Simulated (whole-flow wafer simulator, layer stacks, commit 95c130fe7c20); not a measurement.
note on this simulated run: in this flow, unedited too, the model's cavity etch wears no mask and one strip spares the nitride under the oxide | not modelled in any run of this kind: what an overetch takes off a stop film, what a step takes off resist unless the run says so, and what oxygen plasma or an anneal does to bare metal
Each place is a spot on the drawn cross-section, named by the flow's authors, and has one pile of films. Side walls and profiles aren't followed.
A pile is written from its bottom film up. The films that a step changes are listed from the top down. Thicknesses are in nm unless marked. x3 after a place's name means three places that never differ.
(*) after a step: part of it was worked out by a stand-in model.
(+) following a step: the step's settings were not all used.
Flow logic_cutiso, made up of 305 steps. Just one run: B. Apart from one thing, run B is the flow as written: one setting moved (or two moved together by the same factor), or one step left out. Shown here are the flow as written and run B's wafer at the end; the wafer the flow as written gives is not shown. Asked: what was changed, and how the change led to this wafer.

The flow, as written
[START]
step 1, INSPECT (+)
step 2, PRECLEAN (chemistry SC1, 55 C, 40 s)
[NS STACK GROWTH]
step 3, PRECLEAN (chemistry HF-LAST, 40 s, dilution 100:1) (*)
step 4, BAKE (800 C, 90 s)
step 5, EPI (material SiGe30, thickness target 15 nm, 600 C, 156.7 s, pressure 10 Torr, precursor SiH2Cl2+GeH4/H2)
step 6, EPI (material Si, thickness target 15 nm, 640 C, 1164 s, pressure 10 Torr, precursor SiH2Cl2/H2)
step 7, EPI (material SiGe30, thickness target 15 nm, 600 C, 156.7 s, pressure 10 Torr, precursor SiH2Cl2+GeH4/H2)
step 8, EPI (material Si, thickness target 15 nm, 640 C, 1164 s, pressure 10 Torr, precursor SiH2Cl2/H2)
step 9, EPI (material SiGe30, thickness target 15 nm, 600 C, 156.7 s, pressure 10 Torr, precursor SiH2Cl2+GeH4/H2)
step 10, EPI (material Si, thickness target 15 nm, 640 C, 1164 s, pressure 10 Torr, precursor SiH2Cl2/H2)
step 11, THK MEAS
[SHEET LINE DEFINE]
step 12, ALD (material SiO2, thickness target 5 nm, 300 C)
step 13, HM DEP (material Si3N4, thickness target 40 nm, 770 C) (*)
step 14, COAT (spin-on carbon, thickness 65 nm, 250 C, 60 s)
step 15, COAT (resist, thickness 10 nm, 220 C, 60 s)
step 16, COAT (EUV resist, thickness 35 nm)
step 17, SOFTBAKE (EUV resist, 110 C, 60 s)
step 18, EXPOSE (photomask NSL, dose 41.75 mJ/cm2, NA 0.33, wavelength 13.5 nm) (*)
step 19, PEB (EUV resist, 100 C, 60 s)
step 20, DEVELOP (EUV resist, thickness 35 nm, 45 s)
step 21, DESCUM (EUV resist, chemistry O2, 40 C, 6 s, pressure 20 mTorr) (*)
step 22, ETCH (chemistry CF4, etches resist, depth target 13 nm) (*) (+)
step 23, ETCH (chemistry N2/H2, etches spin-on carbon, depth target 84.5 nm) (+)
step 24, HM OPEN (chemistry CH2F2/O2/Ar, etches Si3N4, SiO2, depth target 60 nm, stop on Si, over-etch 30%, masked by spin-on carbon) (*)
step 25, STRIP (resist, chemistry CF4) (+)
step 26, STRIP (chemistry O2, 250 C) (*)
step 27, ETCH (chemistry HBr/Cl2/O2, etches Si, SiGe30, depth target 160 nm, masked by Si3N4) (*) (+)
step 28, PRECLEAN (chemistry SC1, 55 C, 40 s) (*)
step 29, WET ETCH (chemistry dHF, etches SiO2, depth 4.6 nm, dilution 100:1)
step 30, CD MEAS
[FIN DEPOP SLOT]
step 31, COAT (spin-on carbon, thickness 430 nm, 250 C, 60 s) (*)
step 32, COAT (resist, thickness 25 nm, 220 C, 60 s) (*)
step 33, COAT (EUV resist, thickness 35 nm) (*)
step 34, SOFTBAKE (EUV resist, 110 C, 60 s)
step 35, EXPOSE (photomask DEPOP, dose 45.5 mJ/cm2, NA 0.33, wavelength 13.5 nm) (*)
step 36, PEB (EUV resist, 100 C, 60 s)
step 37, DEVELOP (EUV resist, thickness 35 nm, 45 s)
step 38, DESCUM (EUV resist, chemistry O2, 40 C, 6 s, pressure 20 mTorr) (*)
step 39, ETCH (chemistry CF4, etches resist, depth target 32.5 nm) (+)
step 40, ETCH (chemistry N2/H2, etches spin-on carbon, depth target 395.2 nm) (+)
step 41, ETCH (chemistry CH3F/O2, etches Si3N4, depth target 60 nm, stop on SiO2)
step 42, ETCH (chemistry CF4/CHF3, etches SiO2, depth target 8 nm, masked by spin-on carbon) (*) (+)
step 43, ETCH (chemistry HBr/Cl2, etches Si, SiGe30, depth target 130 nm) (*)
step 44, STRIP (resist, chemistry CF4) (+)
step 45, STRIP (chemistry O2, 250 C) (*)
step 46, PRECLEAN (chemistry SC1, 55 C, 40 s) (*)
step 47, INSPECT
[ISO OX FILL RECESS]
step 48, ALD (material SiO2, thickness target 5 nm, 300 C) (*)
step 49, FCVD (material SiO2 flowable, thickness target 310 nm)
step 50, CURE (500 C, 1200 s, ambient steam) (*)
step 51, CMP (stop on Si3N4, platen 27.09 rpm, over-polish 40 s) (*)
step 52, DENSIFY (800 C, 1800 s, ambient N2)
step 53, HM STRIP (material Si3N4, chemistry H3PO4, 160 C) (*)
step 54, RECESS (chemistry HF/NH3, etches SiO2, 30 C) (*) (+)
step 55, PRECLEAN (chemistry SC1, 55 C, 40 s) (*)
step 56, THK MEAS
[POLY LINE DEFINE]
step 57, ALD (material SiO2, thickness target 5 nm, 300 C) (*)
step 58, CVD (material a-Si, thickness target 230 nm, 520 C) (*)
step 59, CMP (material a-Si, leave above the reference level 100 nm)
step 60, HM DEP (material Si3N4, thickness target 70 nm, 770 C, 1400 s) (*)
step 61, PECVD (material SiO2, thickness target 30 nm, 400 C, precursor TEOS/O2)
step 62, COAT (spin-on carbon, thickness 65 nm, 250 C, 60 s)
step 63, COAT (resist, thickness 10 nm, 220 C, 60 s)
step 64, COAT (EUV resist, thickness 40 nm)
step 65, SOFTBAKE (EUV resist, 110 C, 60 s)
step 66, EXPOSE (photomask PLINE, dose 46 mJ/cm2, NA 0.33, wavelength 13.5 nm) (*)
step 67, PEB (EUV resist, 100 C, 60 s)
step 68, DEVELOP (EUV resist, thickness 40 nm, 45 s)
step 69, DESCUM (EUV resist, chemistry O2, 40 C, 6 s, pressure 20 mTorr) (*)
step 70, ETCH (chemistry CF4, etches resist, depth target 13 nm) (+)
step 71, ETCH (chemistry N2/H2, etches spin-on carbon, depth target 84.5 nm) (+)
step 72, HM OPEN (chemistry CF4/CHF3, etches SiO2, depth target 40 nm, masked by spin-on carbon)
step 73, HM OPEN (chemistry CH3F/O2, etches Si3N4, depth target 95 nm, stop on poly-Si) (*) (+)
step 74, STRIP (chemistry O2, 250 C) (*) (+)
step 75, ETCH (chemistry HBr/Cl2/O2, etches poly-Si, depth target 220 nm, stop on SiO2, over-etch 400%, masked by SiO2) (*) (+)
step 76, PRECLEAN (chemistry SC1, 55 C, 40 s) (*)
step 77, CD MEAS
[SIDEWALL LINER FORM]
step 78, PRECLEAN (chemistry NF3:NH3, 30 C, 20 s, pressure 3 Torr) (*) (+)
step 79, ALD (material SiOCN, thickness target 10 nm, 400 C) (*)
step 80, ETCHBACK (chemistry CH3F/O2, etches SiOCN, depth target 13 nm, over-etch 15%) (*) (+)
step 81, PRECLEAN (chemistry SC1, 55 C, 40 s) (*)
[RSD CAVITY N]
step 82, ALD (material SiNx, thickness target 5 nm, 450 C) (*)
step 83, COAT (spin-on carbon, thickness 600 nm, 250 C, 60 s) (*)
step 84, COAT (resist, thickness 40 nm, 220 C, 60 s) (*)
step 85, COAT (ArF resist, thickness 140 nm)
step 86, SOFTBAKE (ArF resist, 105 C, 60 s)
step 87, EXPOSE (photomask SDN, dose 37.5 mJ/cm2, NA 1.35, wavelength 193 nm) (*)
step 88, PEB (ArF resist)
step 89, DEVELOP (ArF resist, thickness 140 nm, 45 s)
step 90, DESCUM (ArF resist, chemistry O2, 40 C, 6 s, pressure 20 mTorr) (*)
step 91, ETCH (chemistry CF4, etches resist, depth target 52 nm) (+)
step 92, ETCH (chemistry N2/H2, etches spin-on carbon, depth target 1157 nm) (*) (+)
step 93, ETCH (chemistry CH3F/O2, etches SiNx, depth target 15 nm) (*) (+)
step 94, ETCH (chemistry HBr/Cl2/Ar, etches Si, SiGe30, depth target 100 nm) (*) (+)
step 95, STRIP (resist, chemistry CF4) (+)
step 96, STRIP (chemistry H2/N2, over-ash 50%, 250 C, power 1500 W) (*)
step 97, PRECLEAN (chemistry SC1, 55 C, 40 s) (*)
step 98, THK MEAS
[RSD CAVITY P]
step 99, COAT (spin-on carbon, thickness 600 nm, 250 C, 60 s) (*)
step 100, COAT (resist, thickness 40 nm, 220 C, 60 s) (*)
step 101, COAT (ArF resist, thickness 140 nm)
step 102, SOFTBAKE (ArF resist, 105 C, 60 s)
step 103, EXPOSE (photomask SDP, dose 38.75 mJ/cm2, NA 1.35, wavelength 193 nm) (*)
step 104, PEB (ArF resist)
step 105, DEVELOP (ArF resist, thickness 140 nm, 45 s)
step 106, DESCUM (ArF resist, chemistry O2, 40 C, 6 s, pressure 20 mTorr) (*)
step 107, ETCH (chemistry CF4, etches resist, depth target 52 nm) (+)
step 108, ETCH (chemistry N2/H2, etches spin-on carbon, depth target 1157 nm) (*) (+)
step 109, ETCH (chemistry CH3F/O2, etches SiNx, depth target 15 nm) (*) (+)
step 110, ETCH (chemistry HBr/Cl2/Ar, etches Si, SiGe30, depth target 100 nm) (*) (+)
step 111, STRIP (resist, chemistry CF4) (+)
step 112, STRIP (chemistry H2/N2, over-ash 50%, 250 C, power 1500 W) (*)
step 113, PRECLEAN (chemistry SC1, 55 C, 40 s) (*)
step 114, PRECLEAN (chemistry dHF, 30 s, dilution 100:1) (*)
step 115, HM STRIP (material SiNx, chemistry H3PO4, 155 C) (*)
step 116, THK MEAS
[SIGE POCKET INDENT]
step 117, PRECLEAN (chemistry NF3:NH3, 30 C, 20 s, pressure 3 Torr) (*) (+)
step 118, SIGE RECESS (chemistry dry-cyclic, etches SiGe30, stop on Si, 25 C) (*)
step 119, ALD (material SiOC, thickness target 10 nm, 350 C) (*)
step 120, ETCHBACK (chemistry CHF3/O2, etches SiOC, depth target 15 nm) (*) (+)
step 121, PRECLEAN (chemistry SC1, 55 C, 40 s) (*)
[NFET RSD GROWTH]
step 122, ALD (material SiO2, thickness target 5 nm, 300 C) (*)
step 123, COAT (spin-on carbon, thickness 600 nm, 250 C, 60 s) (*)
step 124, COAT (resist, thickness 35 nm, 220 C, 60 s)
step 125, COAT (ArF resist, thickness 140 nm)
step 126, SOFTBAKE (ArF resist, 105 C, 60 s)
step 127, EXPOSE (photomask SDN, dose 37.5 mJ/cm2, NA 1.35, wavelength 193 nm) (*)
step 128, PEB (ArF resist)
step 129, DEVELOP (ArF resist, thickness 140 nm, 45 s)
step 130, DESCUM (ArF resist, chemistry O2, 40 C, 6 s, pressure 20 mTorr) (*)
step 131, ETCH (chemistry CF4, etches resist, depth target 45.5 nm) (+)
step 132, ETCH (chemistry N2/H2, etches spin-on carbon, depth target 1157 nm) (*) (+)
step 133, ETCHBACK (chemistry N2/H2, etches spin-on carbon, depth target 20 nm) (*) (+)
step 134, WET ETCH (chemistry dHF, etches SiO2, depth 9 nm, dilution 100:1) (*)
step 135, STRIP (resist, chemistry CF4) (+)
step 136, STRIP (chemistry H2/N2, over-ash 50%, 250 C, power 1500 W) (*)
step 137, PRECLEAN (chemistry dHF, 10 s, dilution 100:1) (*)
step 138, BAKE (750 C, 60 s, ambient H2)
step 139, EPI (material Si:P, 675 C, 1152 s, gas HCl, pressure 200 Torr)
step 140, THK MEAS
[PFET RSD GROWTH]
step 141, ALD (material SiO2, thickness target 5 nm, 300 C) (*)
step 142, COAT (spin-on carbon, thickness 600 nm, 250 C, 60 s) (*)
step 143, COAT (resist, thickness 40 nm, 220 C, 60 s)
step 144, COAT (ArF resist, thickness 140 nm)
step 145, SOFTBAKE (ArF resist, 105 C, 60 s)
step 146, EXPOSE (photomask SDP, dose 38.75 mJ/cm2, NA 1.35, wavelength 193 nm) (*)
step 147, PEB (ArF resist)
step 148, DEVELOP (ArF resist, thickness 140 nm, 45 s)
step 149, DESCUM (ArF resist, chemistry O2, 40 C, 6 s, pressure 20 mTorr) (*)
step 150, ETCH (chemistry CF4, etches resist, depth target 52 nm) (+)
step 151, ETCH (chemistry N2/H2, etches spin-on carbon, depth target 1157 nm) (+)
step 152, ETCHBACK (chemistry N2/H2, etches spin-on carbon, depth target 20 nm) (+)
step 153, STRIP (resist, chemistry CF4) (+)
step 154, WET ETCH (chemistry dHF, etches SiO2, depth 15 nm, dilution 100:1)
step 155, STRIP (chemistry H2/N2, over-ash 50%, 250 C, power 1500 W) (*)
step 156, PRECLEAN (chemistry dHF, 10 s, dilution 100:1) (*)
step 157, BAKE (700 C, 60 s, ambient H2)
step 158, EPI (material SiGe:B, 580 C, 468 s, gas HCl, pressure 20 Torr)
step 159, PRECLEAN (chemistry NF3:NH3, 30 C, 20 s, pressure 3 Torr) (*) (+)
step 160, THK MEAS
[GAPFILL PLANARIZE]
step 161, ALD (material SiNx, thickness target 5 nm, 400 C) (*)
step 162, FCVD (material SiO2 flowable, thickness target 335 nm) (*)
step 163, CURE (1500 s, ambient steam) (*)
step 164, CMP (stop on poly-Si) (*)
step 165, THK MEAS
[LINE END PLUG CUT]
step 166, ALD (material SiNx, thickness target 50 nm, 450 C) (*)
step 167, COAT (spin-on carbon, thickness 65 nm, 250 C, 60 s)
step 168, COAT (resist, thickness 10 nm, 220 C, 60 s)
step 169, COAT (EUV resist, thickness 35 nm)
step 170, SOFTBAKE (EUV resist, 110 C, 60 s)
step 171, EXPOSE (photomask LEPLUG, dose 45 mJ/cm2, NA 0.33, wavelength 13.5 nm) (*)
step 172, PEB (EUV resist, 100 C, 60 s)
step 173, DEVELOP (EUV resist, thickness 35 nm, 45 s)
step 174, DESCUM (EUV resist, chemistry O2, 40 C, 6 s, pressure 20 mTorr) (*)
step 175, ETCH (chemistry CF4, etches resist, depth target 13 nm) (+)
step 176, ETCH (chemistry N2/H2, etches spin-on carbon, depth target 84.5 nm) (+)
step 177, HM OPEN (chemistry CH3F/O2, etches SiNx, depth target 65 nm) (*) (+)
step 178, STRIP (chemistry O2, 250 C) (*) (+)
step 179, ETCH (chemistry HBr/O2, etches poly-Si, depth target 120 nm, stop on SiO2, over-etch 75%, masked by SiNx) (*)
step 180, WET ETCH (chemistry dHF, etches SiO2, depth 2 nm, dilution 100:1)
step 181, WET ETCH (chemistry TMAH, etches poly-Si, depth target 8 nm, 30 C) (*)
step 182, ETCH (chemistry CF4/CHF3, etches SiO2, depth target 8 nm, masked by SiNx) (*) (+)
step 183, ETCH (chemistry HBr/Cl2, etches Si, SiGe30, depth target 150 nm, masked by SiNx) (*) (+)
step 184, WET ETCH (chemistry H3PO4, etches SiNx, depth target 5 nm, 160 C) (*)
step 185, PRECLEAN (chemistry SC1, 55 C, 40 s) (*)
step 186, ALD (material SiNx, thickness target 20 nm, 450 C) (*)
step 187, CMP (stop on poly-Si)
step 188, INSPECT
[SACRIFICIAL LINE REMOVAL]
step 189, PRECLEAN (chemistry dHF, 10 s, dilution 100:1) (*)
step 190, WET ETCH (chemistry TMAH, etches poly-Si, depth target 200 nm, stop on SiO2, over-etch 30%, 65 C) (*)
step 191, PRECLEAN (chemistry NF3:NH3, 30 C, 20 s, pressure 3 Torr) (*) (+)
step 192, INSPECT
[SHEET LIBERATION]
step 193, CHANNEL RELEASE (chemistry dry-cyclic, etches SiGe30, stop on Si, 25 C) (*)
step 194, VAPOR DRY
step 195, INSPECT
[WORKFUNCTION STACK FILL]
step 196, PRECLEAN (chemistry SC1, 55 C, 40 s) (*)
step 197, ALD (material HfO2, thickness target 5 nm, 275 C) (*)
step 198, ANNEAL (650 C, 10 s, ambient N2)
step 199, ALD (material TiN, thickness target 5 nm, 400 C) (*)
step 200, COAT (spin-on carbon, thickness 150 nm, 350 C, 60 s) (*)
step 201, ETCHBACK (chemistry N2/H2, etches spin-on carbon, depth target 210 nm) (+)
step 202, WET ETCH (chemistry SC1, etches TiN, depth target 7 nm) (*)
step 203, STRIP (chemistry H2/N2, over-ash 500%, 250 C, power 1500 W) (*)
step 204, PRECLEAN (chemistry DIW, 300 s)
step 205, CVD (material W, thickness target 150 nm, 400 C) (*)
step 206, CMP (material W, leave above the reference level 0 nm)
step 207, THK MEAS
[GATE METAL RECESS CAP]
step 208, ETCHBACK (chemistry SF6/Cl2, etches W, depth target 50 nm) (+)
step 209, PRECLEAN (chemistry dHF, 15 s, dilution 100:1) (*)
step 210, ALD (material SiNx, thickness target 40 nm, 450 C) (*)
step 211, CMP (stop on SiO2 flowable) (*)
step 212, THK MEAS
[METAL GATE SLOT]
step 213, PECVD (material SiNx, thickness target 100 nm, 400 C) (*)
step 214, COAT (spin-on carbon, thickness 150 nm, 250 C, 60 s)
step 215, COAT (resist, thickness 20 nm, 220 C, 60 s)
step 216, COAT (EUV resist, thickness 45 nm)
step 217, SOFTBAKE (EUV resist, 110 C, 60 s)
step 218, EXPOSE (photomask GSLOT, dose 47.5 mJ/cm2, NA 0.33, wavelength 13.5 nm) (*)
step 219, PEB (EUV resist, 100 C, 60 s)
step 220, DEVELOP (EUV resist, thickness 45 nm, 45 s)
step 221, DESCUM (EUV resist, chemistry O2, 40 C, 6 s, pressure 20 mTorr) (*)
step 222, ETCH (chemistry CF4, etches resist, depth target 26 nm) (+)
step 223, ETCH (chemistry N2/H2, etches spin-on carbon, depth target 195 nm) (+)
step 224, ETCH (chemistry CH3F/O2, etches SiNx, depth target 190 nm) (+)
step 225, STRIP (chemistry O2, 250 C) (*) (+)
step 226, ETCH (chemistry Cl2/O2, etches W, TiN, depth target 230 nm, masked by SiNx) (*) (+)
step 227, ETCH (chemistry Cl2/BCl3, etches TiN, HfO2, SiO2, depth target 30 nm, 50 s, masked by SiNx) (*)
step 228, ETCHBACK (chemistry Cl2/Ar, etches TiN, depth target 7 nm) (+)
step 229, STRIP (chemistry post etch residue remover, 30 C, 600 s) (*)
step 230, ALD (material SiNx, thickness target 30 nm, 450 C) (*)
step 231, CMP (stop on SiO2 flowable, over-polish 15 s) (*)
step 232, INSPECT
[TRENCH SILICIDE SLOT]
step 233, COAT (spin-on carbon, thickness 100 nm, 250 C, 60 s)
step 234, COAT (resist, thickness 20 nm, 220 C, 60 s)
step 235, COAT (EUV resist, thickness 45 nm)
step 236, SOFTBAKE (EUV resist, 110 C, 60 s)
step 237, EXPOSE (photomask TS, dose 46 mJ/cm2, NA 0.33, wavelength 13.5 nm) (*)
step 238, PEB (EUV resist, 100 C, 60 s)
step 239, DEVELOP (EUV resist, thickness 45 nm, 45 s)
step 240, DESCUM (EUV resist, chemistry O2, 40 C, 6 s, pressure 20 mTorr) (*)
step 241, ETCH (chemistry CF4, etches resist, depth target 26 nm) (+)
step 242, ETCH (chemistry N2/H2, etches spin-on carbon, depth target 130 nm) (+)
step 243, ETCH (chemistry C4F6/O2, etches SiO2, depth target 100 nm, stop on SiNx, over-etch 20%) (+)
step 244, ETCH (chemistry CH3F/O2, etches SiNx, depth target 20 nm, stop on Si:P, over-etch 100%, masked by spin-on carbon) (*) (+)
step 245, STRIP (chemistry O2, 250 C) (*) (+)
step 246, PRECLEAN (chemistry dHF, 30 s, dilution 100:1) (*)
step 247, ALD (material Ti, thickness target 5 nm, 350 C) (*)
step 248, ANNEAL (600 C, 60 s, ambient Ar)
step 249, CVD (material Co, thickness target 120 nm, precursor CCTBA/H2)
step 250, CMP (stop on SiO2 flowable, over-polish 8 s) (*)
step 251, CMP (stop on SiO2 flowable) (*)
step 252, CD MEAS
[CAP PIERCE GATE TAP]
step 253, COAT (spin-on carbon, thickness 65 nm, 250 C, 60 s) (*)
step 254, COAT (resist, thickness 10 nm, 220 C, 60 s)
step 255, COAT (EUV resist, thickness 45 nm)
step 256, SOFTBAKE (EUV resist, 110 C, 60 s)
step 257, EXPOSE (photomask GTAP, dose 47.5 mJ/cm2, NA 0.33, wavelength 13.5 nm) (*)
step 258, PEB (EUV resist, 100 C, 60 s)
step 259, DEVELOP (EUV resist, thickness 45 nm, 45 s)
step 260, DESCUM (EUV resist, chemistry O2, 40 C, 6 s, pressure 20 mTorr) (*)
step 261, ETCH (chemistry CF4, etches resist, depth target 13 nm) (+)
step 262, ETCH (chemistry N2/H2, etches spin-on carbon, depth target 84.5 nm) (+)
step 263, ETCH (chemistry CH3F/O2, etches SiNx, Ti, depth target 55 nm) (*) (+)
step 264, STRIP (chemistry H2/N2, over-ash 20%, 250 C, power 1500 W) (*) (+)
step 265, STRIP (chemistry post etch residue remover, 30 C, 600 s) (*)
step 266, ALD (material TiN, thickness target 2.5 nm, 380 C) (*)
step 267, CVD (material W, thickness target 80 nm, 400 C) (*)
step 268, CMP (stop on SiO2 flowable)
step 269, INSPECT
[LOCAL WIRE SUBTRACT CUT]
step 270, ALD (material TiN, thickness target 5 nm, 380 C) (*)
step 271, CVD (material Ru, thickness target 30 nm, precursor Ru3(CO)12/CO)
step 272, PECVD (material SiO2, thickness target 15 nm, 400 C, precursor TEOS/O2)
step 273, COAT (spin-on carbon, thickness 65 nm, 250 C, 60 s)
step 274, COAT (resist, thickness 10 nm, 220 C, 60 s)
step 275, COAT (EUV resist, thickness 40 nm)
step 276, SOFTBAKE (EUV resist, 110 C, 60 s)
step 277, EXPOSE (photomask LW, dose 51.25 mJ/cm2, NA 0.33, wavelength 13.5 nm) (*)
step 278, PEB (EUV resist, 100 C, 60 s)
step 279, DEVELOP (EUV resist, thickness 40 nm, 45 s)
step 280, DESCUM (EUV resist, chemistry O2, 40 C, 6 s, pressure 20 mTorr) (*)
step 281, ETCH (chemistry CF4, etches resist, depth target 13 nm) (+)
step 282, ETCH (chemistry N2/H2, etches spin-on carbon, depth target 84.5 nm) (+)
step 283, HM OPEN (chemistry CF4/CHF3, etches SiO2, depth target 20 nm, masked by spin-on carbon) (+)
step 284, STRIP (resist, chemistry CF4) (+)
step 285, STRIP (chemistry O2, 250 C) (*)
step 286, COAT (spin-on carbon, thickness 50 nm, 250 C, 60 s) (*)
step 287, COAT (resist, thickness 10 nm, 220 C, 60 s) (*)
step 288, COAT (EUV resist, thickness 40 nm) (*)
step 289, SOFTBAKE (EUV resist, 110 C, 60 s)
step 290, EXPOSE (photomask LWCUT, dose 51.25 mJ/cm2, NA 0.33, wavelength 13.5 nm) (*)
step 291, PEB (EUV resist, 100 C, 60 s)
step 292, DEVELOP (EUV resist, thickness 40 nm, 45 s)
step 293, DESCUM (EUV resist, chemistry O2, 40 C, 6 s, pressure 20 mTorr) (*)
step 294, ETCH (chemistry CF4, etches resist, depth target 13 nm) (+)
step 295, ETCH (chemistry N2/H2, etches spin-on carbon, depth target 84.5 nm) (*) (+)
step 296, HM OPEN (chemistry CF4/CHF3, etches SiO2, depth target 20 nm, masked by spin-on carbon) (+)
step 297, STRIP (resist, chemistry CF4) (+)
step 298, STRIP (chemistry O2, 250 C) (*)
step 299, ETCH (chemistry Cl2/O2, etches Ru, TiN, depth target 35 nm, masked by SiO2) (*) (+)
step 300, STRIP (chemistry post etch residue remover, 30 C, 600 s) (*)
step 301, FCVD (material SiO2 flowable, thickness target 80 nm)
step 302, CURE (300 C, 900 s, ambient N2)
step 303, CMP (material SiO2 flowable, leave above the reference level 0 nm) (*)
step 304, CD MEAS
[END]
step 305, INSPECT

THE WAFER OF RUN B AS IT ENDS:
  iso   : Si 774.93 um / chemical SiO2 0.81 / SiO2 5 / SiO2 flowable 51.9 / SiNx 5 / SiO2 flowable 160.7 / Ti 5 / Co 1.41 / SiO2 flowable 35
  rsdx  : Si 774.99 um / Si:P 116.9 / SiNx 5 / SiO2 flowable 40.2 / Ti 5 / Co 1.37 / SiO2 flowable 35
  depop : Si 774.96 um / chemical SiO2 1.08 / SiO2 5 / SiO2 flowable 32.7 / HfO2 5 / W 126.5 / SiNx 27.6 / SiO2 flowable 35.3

Cause: step 163, CURE: 1500 s, ambient steam (*), was omitted.

How this came from the change, step by step:
  step 164, CMP (stop on poly-Si) (*)
      depop, dpovl, isow, ns, nsgap: -335 SiO2 flowable (all of it), -5 SiNx (all of it), -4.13 SiO2 (all of it), -70 Si3N4 (all of it) (it would be, as written: -326.8 SiO2 flowable (all of it), -5 SiNx (all of it), -4.13 SiO2 (all of it), -70 Si3N4 (all of it))
      iso, rsdn, rsdp, rsdx: -338.4 SiO2 flowable (it would be, as written: -331 SiO2 flowable)
      (and at 13 other places as well)
  step 189, PRECLEAN (chemistry dHF, 10 s, dilution 100:1) (*)
      rsdn, rsdx: -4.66 SiO2 flowable (it would be, as written: -3.31 SiO2 flowable)
      rsdp, rsdw: -4.66 SiO2 flowable (it would be, as written: -3.33 SiO2 flowable)
      (and at 1 other place as well)
  step 206, CMP (material W, leave above the reference level 0 nm)
      lnr, lnri, lnrp, lnrt: -150 W (all of it), -5 HfO2 (all of it), -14 SiOCN (it would be, as written: -150 W (all of it), -5 HfO2 (all of it), -12.2 SiOCN)
      plug: -150.2 W (all of it), -5 HfO2 (all of it), -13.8 SiNx (it would be, as written: -150.2 W (all of it), -5 HfO2 (all of it), -12 SiNx)
  step 209, PRECLEAN (chemistry dHF, 15 s, dilution 100:1) (*)
      rsdn, rsdx: -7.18 SiO2 flowable (it would be, as written: -4.49 SiO2 flowable)
      rsdp, rsdw: -7.18 SiO2 flowable (it would be, as written: -4.5 SiO2 flowable)
      (and at 1 other place as well)
  step 211, CMP (stop on SiO2 flowable) (*)
      gfld, gl, glp, gxf, gxn, gxp, tap: -46 SiNx (it would be, as written: -43.2 SiNx)
      depop, dpovl, isow, ns, nsgap: -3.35 SiNx (it would be, as written: -0.61 SiNx)
      (and at 5 other places as well)
  step 224, ETCH (chemistry CH3F/O2, etches SiNx, depth target 190 nm) (+)
      gfld: -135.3 SiNx (all of it), -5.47 W (it would be, as written: -138.1 SiNx (all of it), -5.19 W)
  step 243, ETCH (chemistry C4F6/O2, etches SiO2, depth target 100 nm, stop on SiNx, over-etch 20%) (+)
      depop, dpovl, gfld and 16 more: -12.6 resist (all of it), -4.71 spin-on carbon (it would be, as written: -12.6 resist (all of it), -5.26 spin-on carbon)
      rsdn, rsdp, rsdw: -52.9 SiO2 flowable (all of it) (it would be, as written: -57.5 SiO2 flowable (all of it))
  step 246, PRECLEAN (chemistry dHF, 30 s, dilution 100:1) (*)
      iso: -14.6 SiO2 flowable (it would be, as written: -9.13 SiO2 flowable)
      rsdx: -14.6 SiO2 flowable (it would be, as written: -8.73 SiO2 flowable)
  step 249, CVD (material Co, thickness target 120 nm, precursor CCTBA/H2)
      rsdp, rsdw: +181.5 Co (new film) (it would be, as written: +186 Co (new film))
      iso: +133.8 Co (new film) (it would be, as written: +128.3 Co (new film))
      (and at 2 other places as well)
  step 250, CMP (stop on SiO2 flowable, over-polish 8 s) (*)
      rsdx: -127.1 Co (it would be, as written: -127.9 Co (all of it))
  step 251, CMP (stop on SiO2 flowable) (*)
      iso: -5 Co (it would be, as written: -1.22 Co (all of it), -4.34 Ti)
      rsdx: -5 Co (it would be, as written: -5 Ti (all of it))
  step 263, ETCH (chemistry CH3F/O2, etches SiNx, Ti, depth target 55 nm) (*) (+)
      glp, lnrp, lnrt, plug, rsdn, rsdp, rsdw: -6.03 resist (all of it), -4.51 spin-on carbon (it would be, as written: -6.02 resist (all of it), -6.48 spin-on carbon)
      depop, dpovl, gl, isow, ns, nsgap: -6.03 resist (all of it), -4.51 spin-on carbon (it would be, as written: -6.03 resist (all of it), -6.46 spin-on carbon)
      (and at 9 other places as well)
  step 264, STRIP (chemistry H2/N2, over-ash 20%, 250 C, power 1500 W) (*) (+)
      gfld, gl, glp and 11 more: -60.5 spin-on carbon (all of it) (it would be, as written: -58.4 spin-on carbon (all of it))
      depop, dpovl, isow, ns, nsgap: -60.5 spin-on carbon (all of it) (it would be, as written: -58.5 spin-on carbon (all of it))
      (and at 1 other place as well)
  step 265, STRIP (chemistry post etch residue remover, 30 C, 600 s) (*)
      iso: nothing (it would be, as written: -0.66 Ti (all of it))
  step 267, CVD (material W, thickness target 80 nm, 400 C) (*)
      tap: +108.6 W (new film) (it would be, as written: +111.4 W (new film))
  step 268, CMP (stop on SiO2 flowable)
      depop, dpovl, gfld and 9 more: -80.2 W (all of it), -2.5 TiN (all of it) (it would be, as written: -80.2 W (all of it), -2.5 TiN (all of it), -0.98 SiNx)
      lnr, lnri, lnrp, lnrt: -80 W (all of it), -2.5 TiN (all of it), -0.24 SiOCN (it would be, as written: -80 W (all of it), -2.5 TiN (all of it), -1.22 SiOCN)
      (and at 3 other places as well)
  step 301, FCVD (material SiO2 flowable, thickness target 80 nm)
      iso, rsdx: +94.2 SiO2 flowable (new film) (it would be, as written: +94.2 SiO2 flowable)
With metal films that touch counted as one body, iso has 1 body; the flow as written gives 0 bodies.
With metal films that touch counted as one body, rsdx has 1 body; the flow as written gives 0 bodies.
